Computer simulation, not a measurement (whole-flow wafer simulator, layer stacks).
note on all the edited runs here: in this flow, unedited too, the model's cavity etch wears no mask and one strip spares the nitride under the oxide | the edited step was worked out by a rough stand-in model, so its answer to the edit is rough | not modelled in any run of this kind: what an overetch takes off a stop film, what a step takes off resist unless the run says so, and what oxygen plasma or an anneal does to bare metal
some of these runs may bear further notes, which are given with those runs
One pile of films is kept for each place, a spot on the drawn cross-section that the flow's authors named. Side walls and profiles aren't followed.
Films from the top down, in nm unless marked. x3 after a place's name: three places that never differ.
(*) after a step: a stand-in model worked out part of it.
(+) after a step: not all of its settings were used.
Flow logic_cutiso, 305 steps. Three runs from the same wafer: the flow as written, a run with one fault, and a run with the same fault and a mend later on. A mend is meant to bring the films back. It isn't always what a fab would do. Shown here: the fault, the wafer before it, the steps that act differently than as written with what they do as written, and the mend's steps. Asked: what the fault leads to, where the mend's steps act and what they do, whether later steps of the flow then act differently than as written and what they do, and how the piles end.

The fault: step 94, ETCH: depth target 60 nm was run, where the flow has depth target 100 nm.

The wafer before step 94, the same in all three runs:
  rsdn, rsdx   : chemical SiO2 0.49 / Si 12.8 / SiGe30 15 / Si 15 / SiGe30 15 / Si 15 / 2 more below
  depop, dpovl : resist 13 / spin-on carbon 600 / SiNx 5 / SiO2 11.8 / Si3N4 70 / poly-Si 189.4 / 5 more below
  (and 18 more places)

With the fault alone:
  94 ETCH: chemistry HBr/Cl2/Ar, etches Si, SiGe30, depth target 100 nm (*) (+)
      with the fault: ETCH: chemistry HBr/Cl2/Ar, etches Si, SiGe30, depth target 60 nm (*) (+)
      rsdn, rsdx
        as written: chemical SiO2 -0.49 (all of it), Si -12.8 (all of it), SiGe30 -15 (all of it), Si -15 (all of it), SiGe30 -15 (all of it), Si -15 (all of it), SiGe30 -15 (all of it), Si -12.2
        with the fault: chemical SiO2 -0.49 (all of it), Si -12.8 (all of it), SiGe30 -15 (all of it), Si -15 (all of it), SiGe30 -15 (all of it), Si -2.17
  Later steps of the flow that act differently than as written (21 more steps differ only slightly, by at most 2% or 0.5 nm, whichever is larger, and aren't shown):
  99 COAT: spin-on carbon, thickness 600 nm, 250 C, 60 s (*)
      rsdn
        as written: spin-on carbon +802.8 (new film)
        with the fault: spin-on carbon +769.5 (new film)
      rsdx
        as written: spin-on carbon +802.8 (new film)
        with the fault: spin-on carbon +769.4 (new film)
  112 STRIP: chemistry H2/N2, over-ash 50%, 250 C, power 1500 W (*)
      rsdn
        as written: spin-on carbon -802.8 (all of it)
        with the fault: spin-on carbon -769.5 (all of it)
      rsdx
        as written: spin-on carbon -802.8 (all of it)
        with the fault: spin-on carbon -769.4 (all of it)
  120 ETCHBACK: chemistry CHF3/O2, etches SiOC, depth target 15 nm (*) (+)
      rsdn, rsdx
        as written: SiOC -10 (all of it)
        with the fault: SiOC -10 (all of it), Si -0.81
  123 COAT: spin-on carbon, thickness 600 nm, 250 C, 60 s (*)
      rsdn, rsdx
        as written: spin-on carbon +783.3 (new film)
        with the fault: spin-on carbon +748.9 (new film)
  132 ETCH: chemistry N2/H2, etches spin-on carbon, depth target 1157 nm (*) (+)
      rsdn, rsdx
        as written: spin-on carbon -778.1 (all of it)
        with the fault: spin-on carbon -743.6 (all of it), SiO2 -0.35
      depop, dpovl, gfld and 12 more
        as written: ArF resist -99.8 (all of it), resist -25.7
        with the fault: ArF resist -99.8 (all of it), resist -25.1
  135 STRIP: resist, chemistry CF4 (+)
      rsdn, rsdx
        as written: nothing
        with the fault: Si -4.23
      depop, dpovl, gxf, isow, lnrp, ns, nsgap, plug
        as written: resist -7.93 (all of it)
        with the fault: resist -8.59 (all of it)
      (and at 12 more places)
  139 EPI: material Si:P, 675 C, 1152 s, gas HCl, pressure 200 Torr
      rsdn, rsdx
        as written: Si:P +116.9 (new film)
        with the fault: Si:P +82.1 (new film)
  At the end the piles differ from the flow's by more than 2% or 0.5 nm, whichever is larger, at rsdn, rsdx.
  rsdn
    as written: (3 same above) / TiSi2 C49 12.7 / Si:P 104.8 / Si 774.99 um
    with the fault: (3 same above) / TiSi2 C49 12.7 / Si:P 70 / Si 6.81 / SiGe30 15 / Si 775 um
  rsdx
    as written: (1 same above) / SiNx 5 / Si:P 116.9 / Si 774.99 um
    with the fault: (1 same above) / SiNx 5 / Si:P 82.1 / Si 6.81 / SiGe30 15 / Si 775 um

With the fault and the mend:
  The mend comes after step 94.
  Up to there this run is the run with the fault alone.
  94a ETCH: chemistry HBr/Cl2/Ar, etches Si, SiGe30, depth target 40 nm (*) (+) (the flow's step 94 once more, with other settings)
      rsdn, rsdx
        Si -12.8 (all of it), SiGe30 -15 (all of it), Si -12.2
  No later step of the flow acts differently than as written at any place that is followed.
  At the end the piles are the same as the flow's at every place that both follow.
